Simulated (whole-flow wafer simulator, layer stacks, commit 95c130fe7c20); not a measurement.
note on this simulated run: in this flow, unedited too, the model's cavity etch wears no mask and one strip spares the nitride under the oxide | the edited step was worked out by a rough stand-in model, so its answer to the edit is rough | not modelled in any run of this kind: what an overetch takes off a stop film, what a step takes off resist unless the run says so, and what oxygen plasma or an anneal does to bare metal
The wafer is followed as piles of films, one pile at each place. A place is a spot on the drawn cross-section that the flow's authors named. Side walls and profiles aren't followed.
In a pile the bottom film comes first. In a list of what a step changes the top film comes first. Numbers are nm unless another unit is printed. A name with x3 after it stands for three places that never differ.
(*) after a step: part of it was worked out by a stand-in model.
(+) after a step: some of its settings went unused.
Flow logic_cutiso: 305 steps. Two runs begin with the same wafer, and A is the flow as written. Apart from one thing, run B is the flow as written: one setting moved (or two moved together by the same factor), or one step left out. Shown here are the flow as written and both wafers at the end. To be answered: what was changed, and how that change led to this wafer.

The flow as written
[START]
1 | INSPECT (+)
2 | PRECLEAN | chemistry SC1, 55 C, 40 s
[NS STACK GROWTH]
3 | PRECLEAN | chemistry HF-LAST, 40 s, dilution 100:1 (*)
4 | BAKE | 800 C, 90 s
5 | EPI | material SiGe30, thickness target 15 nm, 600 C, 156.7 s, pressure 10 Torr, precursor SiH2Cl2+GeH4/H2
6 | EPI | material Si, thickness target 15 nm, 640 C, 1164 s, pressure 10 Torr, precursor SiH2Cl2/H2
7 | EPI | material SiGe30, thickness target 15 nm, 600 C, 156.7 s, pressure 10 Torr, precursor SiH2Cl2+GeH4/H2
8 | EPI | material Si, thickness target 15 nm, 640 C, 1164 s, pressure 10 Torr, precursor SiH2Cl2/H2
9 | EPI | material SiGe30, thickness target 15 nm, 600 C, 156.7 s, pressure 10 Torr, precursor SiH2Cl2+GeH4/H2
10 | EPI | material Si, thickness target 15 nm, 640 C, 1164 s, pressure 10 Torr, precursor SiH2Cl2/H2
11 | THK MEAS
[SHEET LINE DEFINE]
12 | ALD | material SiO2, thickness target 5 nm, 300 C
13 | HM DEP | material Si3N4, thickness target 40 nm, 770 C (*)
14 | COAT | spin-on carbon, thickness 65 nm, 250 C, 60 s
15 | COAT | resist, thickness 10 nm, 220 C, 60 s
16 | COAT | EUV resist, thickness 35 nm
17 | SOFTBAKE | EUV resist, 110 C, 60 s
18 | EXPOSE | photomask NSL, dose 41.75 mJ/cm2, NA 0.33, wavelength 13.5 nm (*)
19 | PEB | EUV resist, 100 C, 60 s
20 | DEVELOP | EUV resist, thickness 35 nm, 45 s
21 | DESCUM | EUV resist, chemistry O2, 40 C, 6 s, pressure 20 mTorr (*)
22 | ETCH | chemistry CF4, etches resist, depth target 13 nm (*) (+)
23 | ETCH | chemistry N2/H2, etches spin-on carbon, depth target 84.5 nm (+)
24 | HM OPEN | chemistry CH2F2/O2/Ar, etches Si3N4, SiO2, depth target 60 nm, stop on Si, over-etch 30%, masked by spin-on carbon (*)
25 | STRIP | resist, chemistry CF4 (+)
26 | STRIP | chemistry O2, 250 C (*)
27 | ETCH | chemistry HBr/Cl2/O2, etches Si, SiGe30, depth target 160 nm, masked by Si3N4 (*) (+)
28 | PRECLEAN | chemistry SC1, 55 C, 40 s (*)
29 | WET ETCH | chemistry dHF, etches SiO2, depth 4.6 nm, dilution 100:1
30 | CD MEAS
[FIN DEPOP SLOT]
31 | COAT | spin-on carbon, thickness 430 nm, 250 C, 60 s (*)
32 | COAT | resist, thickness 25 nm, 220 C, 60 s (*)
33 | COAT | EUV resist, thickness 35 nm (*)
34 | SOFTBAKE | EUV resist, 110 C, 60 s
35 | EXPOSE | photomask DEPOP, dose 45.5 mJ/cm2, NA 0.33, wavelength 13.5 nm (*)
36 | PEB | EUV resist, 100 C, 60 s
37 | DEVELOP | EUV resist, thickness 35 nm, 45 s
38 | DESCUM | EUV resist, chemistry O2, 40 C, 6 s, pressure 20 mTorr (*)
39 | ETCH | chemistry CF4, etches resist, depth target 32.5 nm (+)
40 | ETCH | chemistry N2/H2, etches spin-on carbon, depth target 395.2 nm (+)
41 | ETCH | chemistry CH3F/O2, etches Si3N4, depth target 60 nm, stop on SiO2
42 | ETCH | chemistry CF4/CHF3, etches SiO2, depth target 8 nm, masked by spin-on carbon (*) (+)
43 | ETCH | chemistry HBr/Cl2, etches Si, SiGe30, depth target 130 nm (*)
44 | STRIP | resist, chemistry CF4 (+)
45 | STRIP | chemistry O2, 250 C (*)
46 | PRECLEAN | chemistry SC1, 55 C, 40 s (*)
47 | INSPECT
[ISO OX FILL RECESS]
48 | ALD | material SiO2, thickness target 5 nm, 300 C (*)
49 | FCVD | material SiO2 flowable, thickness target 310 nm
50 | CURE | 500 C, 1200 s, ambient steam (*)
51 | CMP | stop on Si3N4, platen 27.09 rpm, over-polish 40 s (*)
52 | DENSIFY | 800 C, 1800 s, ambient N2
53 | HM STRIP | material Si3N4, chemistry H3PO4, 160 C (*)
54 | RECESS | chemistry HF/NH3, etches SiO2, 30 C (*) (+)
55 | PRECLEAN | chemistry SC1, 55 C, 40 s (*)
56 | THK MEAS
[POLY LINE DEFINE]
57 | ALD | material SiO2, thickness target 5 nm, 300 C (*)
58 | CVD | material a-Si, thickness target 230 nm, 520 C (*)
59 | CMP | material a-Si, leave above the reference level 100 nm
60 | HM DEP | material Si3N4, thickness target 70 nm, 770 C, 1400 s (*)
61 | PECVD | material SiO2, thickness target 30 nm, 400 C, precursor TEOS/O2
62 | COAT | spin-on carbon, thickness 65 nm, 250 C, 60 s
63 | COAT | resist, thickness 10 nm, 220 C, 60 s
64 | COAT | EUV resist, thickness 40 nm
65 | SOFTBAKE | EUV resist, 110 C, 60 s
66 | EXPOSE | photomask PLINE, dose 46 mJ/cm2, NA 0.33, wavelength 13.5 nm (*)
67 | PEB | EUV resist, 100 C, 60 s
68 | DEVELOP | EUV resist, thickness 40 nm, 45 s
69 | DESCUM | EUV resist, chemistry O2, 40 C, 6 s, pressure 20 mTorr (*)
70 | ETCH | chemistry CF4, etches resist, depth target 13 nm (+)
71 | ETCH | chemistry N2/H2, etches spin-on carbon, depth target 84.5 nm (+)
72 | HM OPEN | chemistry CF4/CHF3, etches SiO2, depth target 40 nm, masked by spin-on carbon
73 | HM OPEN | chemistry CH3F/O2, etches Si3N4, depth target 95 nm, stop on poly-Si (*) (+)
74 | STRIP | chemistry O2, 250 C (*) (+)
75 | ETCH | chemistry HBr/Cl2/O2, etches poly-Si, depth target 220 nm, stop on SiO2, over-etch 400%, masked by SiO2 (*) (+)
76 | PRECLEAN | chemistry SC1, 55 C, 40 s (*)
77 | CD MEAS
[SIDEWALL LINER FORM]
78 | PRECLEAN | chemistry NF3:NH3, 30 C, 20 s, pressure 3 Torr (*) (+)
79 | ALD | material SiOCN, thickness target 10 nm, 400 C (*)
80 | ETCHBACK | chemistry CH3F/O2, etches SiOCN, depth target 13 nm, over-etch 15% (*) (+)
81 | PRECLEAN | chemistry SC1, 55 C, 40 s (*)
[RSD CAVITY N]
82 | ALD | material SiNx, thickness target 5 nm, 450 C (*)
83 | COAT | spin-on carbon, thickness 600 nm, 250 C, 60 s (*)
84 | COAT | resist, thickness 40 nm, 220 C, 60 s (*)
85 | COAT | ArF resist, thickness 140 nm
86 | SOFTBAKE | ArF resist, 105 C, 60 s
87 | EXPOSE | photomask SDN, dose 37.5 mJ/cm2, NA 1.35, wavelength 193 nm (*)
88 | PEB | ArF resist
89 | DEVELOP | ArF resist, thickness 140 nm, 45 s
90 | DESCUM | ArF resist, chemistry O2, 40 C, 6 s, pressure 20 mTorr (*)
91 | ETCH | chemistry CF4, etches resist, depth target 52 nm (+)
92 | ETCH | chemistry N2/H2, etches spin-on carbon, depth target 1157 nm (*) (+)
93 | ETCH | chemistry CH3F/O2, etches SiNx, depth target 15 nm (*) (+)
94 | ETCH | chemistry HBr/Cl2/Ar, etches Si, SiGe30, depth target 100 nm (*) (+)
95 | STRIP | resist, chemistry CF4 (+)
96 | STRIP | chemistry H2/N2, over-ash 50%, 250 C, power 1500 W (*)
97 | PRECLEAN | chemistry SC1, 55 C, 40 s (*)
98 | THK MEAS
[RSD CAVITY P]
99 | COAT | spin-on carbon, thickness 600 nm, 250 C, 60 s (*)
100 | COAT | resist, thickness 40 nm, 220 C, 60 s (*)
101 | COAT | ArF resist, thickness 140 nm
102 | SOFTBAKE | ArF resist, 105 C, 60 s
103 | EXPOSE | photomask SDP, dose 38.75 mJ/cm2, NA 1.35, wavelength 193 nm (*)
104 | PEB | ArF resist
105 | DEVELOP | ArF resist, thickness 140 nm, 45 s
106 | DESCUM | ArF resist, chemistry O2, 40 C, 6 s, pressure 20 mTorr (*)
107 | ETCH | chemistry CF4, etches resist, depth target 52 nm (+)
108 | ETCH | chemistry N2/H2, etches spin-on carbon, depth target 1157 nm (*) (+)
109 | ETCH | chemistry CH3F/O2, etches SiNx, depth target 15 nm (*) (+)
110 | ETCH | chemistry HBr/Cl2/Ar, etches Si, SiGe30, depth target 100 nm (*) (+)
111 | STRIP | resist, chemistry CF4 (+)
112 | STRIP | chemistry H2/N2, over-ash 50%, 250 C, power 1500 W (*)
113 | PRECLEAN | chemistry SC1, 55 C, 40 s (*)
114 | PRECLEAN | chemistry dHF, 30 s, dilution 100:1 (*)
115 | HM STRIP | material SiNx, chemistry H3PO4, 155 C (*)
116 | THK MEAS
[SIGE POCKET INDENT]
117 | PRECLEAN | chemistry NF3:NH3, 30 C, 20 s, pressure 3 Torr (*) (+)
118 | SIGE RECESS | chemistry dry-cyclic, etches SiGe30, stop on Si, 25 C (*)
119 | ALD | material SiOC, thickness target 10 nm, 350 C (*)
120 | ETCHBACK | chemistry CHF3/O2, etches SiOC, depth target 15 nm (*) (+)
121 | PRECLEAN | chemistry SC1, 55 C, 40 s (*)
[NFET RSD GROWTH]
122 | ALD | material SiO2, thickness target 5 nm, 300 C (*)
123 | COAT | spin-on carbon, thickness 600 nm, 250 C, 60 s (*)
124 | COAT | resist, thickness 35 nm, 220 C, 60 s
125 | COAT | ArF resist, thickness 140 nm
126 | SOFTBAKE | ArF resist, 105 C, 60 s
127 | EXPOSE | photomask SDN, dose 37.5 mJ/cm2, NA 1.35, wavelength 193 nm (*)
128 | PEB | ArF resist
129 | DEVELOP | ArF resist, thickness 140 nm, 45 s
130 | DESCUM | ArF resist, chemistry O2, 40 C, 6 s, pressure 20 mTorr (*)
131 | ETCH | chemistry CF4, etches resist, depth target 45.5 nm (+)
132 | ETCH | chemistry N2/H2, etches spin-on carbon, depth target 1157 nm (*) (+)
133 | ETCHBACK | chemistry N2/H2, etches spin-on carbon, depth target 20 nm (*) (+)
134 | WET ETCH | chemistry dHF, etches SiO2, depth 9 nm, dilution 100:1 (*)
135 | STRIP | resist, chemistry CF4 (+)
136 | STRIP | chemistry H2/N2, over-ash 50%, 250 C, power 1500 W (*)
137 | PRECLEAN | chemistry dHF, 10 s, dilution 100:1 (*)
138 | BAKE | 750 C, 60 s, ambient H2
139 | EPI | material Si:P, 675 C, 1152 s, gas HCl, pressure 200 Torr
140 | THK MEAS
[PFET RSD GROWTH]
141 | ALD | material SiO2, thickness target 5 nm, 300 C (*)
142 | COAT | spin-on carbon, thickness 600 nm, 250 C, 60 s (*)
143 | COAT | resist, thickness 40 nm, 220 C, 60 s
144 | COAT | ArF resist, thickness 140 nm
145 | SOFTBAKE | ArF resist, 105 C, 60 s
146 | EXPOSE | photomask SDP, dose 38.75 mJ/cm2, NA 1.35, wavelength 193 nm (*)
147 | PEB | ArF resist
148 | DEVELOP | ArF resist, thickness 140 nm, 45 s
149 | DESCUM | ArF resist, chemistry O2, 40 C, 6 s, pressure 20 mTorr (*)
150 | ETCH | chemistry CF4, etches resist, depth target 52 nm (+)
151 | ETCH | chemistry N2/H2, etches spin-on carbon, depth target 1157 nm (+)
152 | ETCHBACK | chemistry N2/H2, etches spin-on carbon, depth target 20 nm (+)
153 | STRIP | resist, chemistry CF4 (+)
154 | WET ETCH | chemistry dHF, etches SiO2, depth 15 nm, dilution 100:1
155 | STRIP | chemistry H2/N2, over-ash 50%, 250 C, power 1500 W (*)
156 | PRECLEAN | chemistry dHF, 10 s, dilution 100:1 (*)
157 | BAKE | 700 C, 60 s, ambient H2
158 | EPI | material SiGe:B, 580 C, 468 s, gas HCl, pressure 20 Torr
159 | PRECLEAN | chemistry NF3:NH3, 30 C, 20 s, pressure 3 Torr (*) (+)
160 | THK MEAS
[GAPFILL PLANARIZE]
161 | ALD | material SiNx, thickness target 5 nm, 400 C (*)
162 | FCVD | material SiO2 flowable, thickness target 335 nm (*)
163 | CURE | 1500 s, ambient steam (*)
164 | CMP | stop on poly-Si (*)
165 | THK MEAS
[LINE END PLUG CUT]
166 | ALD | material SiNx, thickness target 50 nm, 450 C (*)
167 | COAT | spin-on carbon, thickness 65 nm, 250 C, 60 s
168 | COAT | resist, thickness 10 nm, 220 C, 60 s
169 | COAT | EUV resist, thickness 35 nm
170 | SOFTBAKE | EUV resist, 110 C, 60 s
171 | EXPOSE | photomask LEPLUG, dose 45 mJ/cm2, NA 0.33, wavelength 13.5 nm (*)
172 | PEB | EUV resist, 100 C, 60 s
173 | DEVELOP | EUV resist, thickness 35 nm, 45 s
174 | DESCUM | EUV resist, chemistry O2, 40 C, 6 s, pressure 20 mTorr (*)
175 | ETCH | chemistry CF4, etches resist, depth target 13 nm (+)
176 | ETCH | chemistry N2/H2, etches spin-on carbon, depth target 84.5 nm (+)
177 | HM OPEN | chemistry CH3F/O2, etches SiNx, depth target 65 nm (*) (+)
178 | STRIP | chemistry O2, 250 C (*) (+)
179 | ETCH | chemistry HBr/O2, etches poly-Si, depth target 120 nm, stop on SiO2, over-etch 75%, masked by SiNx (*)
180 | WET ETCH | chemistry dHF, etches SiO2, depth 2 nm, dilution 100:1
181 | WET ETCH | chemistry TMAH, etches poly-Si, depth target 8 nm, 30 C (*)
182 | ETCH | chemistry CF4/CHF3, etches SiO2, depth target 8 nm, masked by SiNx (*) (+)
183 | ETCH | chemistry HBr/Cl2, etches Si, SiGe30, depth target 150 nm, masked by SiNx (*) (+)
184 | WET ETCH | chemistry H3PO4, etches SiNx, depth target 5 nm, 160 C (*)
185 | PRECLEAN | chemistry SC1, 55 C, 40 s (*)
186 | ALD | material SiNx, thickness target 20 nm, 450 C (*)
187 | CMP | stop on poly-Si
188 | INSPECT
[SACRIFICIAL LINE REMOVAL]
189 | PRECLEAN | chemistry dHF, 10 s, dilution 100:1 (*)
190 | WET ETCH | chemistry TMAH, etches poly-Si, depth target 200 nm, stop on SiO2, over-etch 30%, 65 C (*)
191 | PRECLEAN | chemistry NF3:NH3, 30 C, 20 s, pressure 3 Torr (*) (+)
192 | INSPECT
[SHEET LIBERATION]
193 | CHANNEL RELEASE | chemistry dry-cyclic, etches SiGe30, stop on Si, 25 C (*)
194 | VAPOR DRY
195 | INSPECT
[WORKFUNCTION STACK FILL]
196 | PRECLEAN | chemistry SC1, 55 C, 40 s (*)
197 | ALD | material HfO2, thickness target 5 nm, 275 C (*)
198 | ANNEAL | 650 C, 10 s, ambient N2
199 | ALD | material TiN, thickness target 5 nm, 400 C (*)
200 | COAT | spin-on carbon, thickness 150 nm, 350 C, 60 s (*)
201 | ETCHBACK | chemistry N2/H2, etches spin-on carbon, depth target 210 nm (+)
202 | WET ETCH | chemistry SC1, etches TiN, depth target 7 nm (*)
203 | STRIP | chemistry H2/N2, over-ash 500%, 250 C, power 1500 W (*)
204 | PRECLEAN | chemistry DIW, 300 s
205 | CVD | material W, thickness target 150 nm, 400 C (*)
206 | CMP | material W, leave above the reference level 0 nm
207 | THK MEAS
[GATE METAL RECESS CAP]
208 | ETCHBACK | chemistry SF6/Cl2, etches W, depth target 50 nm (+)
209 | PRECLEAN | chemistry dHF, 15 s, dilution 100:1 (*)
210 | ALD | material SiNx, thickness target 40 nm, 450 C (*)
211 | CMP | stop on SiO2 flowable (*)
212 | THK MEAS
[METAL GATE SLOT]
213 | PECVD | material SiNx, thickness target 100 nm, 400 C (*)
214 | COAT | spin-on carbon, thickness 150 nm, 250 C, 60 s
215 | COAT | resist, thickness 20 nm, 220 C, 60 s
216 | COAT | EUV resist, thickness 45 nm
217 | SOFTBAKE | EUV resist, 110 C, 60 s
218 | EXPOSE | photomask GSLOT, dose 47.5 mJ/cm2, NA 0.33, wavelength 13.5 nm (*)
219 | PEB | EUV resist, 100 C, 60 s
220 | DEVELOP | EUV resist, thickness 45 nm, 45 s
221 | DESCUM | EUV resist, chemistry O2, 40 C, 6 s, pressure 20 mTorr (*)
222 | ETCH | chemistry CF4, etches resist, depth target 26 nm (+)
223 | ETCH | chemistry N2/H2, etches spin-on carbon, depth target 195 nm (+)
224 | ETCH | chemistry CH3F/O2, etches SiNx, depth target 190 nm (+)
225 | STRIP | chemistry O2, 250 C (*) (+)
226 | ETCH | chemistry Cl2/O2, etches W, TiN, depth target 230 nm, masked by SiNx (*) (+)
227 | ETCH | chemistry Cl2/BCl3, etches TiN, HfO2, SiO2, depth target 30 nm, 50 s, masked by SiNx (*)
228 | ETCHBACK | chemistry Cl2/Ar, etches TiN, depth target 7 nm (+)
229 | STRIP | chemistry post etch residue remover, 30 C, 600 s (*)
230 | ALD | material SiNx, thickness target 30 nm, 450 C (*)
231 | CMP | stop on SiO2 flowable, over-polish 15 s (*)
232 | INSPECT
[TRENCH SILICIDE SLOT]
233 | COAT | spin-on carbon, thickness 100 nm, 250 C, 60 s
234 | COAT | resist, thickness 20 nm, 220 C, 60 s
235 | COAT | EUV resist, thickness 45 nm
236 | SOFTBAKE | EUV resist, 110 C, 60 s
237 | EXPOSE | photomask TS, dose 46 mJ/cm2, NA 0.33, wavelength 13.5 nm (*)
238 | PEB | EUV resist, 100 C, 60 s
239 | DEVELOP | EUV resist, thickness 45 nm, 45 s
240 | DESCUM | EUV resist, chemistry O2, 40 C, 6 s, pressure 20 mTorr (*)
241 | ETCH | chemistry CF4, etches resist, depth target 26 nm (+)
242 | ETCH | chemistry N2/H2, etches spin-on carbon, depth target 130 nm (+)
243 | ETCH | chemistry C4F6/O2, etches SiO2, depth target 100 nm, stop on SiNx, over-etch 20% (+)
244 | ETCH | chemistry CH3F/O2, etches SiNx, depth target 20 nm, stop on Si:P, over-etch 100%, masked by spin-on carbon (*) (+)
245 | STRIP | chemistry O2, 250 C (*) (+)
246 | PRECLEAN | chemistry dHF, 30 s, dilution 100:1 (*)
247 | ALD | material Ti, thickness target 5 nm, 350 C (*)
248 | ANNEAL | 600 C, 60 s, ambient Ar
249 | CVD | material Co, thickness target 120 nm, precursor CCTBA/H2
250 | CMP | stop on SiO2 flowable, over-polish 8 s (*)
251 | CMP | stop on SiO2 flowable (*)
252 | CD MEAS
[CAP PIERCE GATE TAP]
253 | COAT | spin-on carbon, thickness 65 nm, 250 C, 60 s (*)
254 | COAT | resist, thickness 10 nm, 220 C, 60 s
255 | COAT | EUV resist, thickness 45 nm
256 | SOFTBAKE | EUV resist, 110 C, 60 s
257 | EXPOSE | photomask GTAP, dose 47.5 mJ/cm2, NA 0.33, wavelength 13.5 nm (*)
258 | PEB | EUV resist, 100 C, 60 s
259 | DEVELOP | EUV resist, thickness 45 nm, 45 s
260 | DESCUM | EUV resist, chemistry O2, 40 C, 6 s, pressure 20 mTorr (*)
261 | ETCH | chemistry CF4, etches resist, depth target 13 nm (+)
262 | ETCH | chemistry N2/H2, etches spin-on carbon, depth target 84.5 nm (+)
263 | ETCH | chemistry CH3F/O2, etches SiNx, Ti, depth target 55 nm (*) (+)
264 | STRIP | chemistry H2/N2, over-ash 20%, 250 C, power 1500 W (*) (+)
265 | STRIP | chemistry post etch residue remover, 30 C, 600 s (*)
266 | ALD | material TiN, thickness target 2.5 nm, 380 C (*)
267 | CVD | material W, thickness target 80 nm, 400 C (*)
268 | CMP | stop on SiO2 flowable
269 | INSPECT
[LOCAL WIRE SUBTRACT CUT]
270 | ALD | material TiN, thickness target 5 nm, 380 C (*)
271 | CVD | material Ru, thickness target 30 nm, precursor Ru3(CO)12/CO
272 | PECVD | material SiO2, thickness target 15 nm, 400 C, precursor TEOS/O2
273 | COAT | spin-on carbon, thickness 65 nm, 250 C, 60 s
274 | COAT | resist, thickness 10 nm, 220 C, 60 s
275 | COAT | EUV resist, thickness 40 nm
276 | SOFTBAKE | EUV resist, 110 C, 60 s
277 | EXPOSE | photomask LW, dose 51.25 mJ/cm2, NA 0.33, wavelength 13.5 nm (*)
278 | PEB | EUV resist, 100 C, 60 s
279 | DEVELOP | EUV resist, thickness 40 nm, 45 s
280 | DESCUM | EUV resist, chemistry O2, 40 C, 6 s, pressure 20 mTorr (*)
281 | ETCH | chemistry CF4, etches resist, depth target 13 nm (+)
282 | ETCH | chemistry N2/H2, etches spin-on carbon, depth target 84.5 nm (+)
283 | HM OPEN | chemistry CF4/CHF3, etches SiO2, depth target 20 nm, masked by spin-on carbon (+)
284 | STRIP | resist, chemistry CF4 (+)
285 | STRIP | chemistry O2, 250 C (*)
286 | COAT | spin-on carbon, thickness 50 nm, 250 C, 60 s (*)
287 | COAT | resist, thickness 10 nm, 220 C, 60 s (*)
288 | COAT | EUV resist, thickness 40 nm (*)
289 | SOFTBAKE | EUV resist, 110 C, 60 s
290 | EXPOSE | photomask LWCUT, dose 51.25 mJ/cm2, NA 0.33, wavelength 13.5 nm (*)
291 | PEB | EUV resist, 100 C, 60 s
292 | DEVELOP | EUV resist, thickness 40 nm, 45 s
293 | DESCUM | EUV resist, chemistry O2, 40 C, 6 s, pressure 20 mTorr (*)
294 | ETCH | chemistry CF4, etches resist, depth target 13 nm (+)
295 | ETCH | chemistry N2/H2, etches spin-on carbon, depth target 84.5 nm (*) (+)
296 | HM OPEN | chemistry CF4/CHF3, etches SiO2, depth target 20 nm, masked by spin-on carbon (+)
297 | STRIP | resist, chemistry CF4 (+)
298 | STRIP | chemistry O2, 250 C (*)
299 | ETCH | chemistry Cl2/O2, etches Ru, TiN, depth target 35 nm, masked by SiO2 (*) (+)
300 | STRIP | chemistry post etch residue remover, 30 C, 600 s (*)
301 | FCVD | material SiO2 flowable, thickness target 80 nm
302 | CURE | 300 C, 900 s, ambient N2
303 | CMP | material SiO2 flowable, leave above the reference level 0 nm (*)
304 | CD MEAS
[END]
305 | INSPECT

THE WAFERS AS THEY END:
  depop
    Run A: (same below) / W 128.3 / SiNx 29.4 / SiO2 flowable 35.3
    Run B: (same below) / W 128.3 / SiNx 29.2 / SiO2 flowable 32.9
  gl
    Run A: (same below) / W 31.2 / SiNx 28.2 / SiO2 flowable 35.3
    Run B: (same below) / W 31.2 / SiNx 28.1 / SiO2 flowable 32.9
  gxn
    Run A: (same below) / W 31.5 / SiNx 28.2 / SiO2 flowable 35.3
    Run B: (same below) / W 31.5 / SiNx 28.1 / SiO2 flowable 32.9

The reason: step 270, ALD: thickness target 2.5 nm was run, whereas the flow has thickness target 5 nm.

Step by step, how the change led to this:
  270 | ALD | material TiN, thickness target 5 nm, 380 C (*)
      depop, dpovl, gfld and 19 more: A +5 TiN (new film) | B +2.5 TiN (new film)
  299 | ETCH | chemistry Cl2/O2, etches Ru, TiN, depth target 35 nm, masked by SiO2 (*) (+)
      depop, dpovl, gfld and 9 more: A -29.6 Ru (all of it), -5 TiN (all of it) | B -29.6 Ru (all of it), -2.5 TiN (all of it), -0.19 SiNx
      iso, rsdx: A -29.6 Ru (all of it), -5 TiN (all of it) | B -29.6 Ru (all of it), -2.5 TiN (all of it), -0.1 SiO2 flowable
      (as well as at 4 more places)
  301 | FCVD | material SiO2 flowable, thickness target 80 nm
      lnrt, rsdn, rsdp, tap: A +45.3 SiO2 flowable (new film) | B +47 SiO2 flowable (new film)
  303 | CMP | material SiO2 flowable, leave above the reference level 0 nm (*)
      gfld, gl, glp and 10 more: A -59.2 SiO2 flowable | B -60.9 SiO2 flowable
      depop, dpovl, isow, ns, nsgap: A -44.7 SiO2 flowable | B -47.1 SiO2 flowable
      (as well as at 4 more places)
